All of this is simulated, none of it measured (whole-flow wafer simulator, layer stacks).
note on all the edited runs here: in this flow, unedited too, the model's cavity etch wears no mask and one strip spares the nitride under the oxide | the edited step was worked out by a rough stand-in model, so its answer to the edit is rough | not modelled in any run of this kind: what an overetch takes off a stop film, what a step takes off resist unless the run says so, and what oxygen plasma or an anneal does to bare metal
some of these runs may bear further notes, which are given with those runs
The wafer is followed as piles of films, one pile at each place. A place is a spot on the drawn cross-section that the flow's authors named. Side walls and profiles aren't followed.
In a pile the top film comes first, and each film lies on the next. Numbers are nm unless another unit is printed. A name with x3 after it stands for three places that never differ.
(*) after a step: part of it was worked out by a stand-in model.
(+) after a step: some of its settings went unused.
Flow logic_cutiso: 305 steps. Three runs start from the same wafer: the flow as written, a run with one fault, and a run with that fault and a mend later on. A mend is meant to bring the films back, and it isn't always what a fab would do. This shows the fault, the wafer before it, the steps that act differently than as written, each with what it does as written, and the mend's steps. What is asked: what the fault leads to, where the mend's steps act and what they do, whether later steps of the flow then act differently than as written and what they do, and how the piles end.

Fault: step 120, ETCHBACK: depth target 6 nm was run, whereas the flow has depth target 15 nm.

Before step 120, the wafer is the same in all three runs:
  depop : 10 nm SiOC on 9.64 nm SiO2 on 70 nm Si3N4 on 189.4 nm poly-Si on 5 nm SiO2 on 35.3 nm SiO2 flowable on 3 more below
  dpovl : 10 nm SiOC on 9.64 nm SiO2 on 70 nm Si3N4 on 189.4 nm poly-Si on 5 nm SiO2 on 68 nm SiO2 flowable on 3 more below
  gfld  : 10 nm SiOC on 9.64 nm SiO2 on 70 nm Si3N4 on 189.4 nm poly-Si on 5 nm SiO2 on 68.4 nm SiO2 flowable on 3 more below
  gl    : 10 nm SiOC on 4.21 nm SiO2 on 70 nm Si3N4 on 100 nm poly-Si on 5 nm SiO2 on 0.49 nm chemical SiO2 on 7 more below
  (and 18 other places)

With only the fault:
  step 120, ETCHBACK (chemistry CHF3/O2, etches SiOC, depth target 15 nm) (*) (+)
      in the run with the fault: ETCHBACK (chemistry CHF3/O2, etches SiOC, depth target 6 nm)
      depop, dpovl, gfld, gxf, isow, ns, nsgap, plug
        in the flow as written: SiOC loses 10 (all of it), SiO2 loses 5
        in the run with the fault: SiOC loses 6
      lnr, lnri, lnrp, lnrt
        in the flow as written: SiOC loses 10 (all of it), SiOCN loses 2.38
        in the run with the fault: SiOC loses 6
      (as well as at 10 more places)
  Steps further on in the flow that do not act as written (29 more steps, not shown, differ only slightly: by at most 2% or 0.5 nm, whichever is larger):
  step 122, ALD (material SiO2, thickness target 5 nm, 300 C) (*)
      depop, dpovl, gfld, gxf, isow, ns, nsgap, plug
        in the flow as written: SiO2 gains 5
        in the run with the fault: SiO2 gains 5 (new film)
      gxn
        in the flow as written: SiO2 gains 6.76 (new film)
        in the run with the fault: SiO2 gains 5 (new film)
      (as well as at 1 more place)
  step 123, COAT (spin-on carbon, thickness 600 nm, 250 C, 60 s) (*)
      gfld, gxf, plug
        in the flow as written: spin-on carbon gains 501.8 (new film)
        in the run with the fault: spin-on carbon gains 524.1 (new film)
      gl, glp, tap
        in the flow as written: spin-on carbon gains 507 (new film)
        in the run with the fault: spin-on carbon gains 529.5 (new film)
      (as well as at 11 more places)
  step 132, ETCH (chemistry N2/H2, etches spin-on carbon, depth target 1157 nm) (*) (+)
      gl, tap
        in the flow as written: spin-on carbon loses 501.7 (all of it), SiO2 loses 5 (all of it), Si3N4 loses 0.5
        in the run with the fault: spin-on carbon loses 524.3 (all of it), SiO2 loses 5 (all of it), SiOC loses 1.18
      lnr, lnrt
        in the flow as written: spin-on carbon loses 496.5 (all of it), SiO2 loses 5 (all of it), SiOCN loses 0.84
        in the run with the fault: spin-on carbon loses 521.5 (all of it), SiO2 loses 5 (all of it), SiOC loses 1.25
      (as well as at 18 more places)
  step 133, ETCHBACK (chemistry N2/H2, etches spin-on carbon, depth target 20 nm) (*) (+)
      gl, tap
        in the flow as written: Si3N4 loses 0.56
        in the run with the fault: SiOC loses 1.18
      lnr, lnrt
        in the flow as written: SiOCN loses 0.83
        in the run with the fault: SiOC loses 1.18
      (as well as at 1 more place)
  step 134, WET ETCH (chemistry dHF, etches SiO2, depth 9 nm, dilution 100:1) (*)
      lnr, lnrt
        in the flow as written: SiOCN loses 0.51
        in the run with the fault: SiOC loses 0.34
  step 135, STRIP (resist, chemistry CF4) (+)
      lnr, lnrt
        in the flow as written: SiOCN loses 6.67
        in the run with the fault: SiOC loses 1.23 (all of it)
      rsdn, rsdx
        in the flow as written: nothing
        in the run with the fault: SiOC loses 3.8 (all of it)
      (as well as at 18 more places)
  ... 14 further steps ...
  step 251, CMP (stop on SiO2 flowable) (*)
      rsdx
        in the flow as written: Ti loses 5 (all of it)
        in the run with the fault: Ti loses 4.64
  The piles end different from the flow's at iso, rsdp, rsdw by more than 2% or 0.5 nm, whichever is larger.
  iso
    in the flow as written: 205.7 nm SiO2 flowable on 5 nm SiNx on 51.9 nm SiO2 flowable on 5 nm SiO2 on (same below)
    in the run with the fault: 195.9 nm SiO2 flowable on 5 nm SiNx on 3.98 nm SiOC on 57.5 nm SiO2 flowable on 5 nm SiO2 on (same below)
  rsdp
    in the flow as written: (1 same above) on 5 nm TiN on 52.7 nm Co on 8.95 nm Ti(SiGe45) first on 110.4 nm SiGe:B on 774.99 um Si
    in the run with the fault: (1 same above) on 5 nm TiN on 52.5 nm Co on 8.95 nm Ti(SiGe45) first on 106.2 nm SiGe:B on 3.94 nm SiOC on 774.99 um Si
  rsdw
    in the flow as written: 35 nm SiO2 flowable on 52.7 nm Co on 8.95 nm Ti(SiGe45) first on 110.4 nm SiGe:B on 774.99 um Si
    in the run with the fault: 35 nm SiO2 flowable on 52.5 nm Co on 8.95 nm Ti(SiGe45) first on 106.2 nm SiGe:B on 3.94 nm SiOC on 774.99 um Si

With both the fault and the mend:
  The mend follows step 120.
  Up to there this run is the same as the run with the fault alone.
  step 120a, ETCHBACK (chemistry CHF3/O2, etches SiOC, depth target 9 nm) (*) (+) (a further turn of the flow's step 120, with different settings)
      depop, dpovl, gfld, gxf, isow, ns, nsgap, plug
        SiOC loses 4 (all of it), SiO2 loses 5
      lnr, lnri, lnrp, lnrt
        SiOC loses 4 (all of it), SiOCN loses 2.38
      rsdn, rsdp, rsdw, rsdx
        SiOC loses 4 (all of it)
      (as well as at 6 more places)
  None of the later steps of the flow differs from how it acts as written, at any place that is followed, by more than 2% or 0.5 nm, whichever is larger.
  The piles end the same as the flow's at every place that both follow.
